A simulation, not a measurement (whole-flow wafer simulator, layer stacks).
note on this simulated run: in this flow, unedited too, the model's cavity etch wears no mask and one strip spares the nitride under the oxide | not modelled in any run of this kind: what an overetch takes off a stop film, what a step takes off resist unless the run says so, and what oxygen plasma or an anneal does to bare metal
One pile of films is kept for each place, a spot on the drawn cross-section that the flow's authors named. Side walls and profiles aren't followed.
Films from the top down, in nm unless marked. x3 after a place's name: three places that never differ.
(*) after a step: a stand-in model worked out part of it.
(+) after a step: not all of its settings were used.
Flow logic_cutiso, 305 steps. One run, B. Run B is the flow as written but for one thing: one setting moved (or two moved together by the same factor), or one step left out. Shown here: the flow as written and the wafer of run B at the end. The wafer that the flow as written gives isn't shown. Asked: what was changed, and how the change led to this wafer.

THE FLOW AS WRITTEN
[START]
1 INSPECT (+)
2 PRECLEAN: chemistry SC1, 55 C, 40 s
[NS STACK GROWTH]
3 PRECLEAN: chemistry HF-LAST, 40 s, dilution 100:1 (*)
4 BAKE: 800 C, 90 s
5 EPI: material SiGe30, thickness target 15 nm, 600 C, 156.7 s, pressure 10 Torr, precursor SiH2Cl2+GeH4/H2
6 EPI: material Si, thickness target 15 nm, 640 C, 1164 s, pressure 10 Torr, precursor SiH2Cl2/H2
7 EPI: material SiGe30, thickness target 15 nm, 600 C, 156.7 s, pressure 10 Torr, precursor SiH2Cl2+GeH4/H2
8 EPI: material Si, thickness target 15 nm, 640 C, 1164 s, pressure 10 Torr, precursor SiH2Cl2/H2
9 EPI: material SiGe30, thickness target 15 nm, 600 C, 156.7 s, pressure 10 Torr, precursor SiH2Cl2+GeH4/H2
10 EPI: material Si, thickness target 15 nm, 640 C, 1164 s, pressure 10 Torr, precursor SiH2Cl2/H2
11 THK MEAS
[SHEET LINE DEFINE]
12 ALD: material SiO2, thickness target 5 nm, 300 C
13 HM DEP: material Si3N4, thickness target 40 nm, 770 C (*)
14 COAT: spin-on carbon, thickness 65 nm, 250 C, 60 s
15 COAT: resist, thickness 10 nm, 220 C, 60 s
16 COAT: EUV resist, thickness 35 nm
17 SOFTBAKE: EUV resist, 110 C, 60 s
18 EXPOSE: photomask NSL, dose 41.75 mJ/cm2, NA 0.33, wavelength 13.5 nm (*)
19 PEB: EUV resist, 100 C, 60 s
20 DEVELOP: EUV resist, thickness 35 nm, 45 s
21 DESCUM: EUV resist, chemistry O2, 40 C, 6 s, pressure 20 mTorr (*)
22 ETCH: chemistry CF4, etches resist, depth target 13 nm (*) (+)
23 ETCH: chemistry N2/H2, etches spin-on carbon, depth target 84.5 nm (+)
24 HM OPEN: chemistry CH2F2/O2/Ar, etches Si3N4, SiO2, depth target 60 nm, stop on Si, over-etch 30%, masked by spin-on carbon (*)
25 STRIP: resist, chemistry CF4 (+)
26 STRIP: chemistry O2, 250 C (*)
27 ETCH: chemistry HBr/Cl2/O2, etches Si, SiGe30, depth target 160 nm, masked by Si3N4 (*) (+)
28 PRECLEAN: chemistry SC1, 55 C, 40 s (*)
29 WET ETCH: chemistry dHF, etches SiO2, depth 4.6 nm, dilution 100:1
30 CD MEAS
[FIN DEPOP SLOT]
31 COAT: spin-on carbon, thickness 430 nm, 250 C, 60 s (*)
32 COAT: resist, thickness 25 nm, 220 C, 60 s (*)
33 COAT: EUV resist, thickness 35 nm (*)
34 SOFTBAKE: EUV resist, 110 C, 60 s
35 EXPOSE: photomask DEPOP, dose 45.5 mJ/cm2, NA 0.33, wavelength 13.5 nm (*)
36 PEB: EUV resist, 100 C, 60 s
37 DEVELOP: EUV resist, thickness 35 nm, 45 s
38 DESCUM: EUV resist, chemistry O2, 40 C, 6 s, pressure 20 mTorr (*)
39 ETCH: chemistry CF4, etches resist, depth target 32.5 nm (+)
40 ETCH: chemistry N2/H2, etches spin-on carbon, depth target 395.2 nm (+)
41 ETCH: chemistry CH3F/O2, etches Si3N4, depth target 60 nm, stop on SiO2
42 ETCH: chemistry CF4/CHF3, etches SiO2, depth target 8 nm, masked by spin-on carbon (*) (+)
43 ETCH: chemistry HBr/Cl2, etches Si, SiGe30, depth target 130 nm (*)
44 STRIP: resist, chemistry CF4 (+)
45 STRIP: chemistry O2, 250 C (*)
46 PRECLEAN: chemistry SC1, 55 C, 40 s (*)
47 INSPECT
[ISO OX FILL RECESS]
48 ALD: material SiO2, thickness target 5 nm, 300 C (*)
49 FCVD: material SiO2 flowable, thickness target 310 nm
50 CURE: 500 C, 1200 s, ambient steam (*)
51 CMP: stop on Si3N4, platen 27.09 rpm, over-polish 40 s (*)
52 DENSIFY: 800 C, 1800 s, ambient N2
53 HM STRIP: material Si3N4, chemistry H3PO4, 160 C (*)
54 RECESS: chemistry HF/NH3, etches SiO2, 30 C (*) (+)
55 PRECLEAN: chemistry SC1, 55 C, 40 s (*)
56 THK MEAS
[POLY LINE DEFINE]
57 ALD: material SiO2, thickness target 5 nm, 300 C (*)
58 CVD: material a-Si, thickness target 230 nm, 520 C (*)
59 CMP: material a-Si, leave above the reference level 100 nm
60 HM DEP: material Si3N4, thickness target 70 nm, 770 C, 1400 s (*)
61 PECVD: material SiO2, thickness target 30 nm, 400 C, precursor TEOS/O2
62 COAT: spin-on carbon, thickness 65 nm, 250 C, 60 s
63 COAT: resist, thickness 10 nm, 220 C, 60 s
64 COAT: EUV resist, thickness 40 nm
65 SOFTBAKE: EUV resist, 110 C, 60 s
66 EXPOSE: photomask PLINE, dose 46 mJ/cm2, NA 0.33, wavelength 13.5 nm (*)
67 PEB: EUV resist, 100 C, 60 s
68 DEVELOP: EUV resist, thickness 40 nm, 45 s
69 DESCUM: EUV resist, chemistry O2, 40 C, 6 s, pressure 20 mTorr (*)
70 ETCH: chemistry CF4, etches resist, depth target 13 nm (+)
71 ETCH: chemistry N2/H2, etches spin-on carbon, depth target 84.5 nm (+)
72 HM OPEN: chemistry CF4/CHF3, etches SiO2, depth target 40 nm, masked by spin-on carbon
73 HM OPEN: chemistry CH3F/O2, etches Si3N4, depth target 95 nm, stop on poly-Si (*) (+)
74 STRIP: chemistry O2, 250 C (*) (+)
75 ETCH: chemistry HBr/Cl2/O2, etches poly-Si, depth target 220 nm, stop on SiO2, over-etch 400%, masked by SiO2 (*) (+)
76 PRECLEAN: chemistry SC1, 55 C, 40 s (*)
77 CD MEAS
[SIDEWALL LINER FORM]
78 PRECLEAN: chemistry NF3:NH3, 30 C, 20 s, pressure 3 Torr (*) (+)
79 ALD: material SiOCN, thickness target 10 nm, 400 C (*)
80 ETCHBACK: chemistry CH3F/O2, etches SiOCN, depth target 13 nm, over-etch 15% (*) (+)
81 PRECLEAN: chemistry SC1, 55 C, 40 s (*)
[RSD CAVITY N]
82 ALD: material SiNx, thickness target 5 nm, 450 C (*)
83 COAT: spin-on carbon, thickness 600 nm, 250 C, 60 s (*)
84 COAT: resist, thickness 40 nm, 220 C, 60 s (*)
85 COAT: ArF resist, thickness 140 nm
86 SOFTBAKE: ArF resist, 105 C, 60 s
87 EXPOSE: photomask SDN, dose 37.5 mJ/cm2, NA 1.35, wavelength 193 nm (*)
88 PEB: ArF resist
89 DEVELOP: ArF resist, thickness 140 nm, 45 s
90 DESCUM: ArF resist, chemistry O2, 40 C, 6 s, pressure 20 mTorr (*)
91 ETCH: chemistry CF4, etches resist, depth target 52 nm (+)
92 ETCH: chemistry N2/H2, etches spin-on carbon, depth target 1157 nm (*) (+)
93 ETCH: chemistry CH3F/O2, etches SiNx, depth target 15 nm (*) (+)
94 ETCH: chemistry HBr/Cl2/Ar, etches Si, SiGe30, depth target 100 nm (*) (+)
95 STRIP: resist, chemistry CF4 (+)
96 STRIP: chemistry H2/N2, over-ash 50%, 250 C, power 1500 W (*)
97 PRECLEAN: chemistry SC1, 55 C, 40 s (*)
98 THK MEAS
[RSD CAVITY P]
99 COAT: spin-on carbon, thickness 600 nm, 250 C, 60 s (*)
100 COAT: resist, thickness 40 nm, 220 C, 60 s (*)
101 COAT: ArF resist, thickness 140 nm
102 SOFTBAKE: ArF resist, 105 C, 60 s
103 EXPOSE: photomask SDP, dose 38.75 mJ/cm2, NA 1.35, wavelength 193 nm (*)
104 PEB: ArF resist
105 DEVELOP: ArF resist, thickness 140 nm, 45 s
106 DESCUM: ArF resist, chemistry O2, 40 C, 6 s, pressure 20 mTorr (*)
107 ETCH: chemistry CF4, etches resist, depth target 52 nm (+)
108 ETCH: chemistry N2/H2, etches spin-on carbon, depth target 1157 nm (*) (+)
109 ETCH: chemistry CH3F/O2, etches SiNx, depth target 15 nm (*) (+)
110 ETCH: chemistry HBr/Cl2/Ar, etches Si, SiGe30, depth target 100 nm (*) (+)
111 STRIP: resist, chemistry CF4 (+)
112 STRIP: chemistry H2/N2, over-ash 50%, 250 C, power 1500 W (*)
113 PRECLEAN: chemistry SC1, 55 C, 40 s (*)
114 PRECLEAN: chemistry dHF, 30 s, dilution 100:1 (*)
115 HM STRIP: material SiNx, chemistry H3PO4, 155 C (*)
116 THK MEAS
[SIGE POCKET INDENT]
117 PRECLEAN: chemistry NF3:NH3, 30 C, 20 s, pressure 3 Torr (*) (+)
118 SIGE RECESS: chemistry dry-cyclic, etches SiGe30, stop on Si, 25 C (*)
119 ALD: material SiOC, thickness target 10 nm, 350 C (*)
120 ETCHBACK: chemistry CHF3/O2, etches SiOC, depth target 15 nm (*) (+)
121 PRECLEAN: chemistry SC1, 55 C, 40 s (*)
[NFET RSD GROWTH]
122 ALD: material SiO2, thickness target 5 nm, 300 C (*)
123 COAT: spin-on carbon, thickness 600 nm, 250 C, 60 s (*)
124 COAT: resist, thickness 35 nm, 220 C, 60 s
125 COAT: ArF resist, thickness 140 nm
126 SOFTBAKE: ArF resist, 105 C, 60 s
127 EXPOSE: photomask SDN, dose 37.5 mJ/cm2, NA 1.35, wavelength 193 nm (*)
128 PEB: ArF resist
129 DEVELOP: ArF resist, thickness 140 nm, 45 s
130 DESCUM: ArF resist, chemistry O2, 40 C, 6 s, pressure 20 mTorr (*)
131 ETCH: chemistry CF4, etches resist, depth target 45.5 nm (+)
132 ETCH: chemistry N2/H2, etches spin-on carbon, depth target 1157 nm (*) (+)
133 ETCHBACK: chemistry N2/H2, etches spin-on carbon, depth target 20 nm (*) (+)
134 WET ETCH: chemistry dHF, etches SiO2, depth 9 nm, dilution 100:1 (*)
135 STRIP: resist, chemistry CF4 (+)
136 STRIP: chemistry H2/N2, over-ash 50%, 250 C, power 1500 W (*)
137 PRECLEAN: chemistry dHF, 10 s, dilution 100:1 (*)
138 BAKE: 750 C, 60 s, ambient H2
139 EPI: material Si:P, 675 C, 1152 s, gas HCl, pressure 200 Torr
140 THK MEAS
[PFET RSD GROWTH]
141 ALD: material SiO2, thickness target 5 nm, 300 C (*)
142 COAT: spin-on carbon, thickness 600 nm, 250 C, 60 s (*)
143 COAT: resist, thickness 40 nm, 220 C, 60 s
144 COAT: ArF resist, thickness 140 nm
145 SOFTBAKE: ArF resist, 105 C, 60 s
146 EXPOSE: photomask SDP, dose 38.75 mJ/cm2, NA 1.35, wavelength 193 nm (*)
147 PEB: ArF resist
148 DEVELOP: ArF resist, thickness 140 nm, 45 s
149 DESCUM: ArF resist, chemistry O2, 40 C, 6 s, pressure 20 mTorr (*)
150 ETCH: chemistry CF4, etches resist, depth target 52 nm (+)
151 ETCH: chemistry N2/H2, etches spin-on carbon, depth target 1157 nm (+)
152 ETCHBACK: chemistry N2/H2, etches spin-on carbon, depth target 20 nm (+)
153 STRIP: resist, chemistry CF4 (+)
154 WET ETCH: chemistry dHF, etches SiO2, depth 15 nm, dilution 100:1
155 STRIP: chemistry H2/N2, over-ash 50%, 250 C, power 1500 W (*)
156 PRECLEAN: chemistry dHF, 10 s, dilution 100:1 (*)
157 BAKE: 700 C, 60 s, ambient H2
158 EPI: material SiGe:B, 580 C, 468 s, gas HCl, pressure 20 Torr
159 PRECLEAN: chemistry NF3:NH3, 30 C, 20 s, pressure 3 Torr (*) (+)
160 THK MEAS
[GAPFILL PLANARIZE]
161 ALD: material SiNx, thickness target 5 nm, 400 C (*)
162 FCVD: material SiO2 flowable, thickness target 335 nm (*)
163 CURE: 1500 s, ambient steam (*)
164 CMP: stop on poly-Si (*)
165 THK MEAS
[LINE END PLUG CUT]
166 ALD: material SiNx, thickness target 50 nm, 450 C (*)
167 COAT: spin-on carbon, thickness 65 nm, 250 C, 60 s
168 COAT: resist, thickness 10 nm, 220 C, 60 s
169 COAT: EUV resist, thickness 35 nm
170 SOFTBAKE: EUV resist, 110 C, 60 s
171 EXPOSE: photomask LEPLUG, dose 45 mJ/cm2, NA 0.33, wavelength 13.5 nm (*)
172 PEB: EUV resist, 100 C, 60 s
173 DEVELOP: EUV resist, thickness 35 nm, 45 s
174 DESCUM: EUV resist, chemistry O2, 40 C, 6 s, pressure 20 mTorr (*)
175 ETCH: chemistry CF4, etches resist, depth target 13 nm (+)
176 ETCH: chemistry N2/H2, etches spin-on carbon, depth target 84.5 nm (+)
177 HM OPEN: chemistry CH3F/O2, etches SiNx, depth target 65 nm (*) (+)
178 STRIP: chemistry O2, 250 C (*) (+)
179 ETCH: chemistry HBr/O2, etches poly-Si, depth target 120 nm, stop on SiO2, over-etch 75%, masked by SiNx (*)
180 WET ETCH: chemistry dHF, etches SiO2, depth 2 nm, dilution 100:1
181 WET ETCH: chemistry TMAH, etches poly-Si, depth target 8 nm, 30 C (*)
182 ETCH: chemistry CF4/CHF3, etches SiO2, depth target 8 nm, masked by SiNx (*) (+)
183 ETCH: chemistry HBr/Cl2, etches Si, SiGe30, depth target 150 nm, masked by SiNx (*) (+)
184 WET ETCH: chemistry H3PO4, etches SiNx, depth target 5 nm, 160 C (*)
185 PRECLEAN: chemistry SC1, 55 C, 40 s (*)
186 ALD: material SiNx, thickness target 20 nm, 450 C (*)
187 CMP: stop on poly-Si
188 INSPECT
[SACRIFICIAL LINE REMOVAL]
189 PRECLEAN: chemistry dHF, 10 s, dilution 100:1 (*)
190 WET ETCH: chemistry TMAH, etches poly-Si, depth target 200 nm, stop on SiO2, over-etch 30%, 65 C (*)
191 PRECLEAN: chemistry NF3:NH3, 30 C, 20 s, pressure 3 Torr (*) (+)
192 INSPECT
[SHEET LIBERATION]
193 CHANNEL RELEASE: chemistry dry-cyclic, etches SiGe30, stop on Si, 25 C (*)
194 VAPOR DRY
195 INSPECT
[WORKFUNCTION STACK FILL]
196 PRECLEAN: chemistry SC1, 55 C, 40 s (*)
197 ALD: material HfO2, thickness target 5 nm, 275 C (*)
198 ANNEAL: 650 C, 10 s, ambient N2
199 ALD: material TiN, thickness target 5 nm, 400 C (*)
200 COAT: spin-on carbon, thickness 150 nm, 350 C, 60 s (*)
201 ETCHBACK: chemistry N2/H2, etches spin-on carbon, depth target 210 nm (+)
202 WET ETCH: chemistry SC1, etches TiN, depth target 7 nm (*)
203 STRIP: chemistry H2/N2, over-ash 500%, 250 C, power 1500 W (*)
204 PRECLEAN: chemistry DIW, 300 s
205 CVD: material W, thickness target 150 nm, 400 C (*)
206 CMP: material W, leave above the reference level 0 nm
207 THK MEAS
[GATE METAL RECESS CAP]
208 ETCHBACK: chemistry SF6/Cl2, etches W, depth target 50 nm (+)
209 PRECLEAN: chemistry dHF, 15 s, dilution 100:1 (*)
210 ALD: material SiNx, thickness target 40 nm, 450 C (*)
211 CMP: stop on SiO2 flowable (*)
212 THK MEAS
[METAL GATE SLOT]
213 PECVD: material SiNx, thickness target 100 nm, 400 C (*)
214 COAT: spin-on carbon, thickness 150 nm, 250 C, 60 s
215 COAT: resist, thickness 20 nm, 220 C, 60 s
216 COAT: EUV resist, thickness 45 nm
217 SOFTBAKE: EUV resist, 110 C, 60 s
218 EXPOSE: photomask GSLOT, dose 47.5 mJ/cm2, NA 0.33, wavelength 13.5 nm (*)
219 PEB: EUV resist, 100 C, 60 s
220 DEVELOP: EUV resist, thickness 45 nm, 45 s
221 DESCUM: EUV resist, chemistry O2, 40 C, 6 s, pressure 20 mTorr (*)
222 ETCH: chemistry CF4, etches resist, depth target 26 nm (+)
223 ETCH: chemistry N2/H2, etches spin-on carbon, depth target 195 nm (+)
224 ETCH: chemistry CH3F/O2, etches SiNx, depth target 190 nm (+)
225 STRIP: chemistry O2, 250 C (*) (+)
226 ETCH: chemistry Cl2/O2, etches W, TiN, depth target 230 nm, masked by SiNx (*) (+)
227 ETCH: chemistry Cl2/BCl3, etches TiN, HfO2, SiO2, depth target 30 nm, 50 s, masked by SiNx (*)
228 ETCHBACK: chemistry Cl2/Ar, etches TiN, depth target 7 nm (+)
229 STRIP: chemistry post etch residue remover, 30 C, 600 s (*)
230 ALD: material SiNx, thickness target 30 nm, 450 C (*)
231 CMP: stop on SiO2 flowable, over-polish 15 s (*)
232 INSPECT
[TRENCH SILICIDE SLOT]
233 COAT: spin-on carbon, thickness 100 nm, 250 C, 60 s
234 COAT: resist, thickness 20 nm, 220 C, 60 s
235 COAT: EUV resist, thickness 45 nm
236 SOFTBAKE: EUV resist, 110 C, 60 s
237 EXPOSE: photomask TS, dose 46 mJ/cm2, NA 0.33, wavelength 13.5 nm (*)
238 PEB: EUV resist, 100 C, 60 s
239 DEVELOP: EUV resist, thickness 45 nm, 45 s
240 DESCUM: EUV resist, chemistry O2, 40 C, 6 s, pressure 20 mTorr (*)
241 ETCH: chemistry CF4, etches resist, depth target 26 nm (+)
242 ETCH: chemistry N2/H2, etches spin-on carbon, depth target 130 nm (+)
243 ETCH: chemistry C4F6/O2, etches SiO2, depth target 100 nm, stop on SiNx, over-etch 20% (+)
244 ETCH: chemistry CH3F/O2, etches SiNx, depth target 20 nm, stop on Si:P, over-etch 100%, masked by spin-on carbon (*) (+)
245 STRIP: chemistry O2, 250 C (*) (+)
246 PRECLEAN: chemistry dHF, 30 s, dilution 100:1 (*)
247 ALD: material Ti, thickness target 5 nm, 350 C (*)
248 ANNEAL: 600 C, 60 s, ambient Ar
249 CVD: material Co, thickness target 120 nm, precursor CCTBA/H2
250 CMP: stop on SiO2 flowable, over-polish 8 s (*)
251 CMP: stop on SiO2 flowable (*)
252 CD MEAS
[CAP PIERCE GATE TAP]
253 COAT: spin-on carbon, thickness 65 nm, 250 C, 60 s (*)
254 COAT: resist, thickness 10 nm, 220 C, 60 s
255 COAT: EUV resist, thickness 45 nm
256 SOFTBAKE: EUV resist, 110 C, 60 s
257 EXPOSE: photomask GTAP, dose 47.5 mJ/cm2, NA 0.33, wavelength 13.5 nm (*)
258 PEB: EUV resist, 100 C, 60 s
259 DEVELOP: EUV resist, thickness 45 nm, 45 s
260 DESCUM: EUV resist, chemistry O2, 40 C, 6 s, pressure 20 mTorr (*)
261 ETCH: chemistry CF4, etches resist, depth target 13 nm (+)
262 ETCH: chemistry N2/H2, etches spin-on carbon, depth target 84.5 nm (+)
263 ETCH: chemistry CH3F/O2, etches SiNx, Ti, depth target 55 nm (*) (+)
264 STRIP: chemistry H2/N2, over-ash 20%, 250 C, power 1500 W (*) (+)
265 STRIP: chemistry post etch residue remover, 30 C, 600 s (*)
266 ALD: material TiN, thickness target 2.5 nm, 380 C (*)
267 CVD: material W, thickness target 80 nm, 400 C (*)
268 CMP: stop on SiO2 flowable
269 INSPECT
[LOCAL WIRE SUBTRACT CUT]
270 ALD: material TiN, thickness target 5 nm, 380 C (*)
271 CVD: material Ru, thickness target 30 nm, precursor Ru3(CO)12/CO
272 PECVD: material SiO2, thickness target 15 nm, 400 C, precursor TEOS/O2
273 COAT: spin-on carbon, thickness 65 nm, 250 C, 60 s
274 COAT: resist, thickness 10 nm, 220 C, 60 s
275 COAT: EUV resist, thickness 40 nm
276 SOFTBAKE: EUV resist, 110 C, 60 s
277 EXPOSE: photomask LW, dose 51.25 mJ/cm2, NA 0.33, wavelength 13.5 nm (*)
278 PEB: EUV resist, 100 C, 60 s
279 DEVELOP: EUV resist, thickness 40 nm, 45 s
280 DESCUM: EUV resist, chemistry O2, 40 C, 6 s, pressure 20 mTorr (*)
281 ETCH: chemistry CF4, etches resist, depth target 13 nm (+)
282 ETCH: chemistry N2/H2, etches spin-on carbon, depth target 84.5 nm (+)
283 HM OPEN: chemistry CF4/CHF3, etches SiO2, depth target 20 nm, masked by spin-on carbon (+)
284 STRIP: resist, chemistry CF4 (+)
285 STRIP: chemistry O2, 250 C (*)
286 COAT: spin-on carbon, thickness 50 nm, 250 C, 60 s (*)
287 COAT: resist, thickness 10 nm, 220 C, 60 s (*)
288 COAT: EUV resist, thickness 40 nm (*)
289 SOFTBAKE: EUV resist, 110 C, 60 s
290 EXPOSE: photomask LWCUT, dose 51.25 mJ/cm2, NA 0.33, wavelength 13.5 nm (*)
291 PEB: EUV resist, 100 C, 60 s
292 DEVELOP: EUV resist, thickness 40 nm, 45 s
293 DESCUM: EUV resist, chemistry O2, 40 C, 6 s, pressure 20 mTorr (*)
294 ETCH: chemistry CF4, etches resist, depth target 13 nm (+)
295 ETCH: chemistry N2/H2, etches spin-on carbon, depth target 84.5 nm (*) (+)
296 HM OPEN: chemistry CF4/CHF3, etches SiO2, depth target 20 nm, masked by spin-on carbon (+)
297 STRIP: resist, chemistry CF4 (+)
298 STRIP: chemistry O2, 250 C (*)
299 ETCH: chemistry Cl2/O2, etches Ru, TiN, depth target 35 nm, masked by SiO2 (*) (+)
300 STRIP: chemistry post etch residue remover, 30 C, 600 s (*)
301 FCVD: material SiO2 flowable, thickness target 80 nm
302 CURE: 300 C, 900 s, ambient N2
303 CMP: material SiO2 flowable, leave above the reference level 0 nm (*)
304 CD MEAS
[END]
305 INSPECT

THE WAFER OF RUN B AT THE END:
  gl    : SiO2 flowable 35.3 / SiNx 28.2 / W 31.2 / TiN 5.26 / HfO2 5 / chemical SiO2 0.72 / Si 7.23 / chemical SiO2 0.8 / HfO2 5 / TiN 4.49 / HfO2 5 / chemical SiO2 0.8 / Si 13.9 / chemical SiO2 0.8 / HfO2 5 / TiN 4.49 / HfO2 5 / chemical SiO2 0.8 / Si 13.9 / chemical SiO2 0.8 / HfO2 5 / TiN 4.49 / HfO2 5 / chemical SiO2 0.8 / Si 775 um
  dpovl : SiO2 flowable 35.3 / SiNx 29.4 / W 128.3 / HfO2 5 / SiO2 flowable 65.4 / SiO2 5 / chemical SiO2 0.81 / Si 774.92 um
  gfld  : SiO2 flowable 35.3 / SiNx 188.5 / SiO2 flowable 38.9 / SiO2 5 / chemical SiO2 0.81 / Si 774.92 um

The cause: step 10, EPI: 727.8 s was run, where the flow has 1164 s.

How the change led to this, step by step:
  10 EPI: material Si, thickness target 15 nm, 640 C, 1164 s, pressure 10 Torr, precursor SiH2Cl2/H2
      depop, dpovl, gfld and 19 more: Si +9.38 (new film) (as written it would be: Si +15 (new film))
  27 ETCH: chemistry HBr/Cl2/O2, etches Si, SiGe30, depth target 160 nm, masked by Si3N4 (*) (+)
      gfld, gxf, iso, lnri: chemical SiO2 -0.79 (all of it), Si -5.73 (all of it), SiGe30 -15 (all of it), Si -15 (all of it), SiGe30 -15 (all of it), Si -15 (all of it), SiGe30 -15 (all of it), Si -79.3 (as written it would be: chemical SiO2 -0.79 (all of it), Si -11.4 (all of it), SiGe30 -15 (all of it), Si -15 (all of it), SiGe30 -15 (all of it), Si -15 (all of it), SiGe30 -15 (all of it), Si -73.6)
      dpovl, nsgap: chemical SiO2 -0.79 (all of it), Si -6.13 (all of it), SiGe30 -15 (all of it), Si -15 (all of it), SiGe30 -15 (all of it), Si -15 (all of it), SiGe30 -15 (all of it), Si -78.9 (as written it would be: chemical SiO2 -0.79 (all of it), Si -11.8 (all of it), SiGe30 -15 (all of it), Si -15 (all of it), SiGe30 -15 (all of it), Si -15 (all of it), SiGe30 -15 (all of it), Si -73.2)
      (and at 1 more place)
  43 ETCH: chemistry HBr/Cl2, etches Si, SiGe30, depth target 130 nm (*)
      depop: Si -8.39 (all of it), SiGe30 -15 (all of it), Si -15 (all of it), SiGe30 -15 (all of it), Si -15 (all of it), SiGe30 -15 (all of it), Si -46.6 (as written it would be: Si -14 (all of it), SiGe30 -15 (all of it), Si -15 (all of it), SiGe30 -15 (all of it), Si -15 (all of it), SiGe30 -15 (all of it), Si -41)
  94 ETCH: chemistry HBr/Cl2/Ar, etches Si, SiGe30, depth target 100 nm (*) (+)
      rsdn, rsdx: chemical SiO2 -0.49 (all of it), Si -7.19 (all of it), SiGe30 -15 (all of it), Si -15 (all of it), SiGe30 -15 (all of it), Si -15 (all of it), SiGe30 -15 (all of it), Si -17.8 (as written it would be: chemical SiO2 -0.49 (all of it), Si -12.8 (all of it), SiGe30 -15 (all of it), Si -15 (all of it), SiGe30 -15 (all of it), Si -15 (all of it), SiGe30 -15 (all of it), Si -12.2)
  110 ETCH: chemistry HBr/Cl2/Ar, etches Si, SiGe30, depth target 100 nm (*) (+)
      rsdp, rsdw: chemical SiO2 -0.49 (all of it), Si -7.19 (all of it), SiGe30 -15 (all of it), Si -15 (all of it), SiGe30 -15 (all of it), Si -15 (all of it), SiGe30 -15 (all of it), Si -17.8 (as written it would be: chemical SiO2 -0.49 (all of it), Si -12.8 (all of it), SiGe30 -15 (all of it), Si -15 (all of it), SiGe30 -15 (all of it), Si -15 (all of it), SiGe30 -15 (all of it), Si -12.2)
  183 ETCH: chemistry HBr/Cl2, etches Si, SiGe30, depth target 150 nm, masked by SiNx (*) (+)
      plug: Si -7.93 (all of it), SiGe30 -15 (all of it), Si -15 (all of it), SiGe30 -15 (all of it), Si -15 (all of it), SiGe30 -15 (all of it), Si -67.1 (as written it would be: Si -13.6 (all of it), SiGe30 -15 (all of it), Si -15 (all of it), SiGe30 -15 (all of it), Si -15 (all of it), SiGe30 -15 (all of it), Si -61.4)
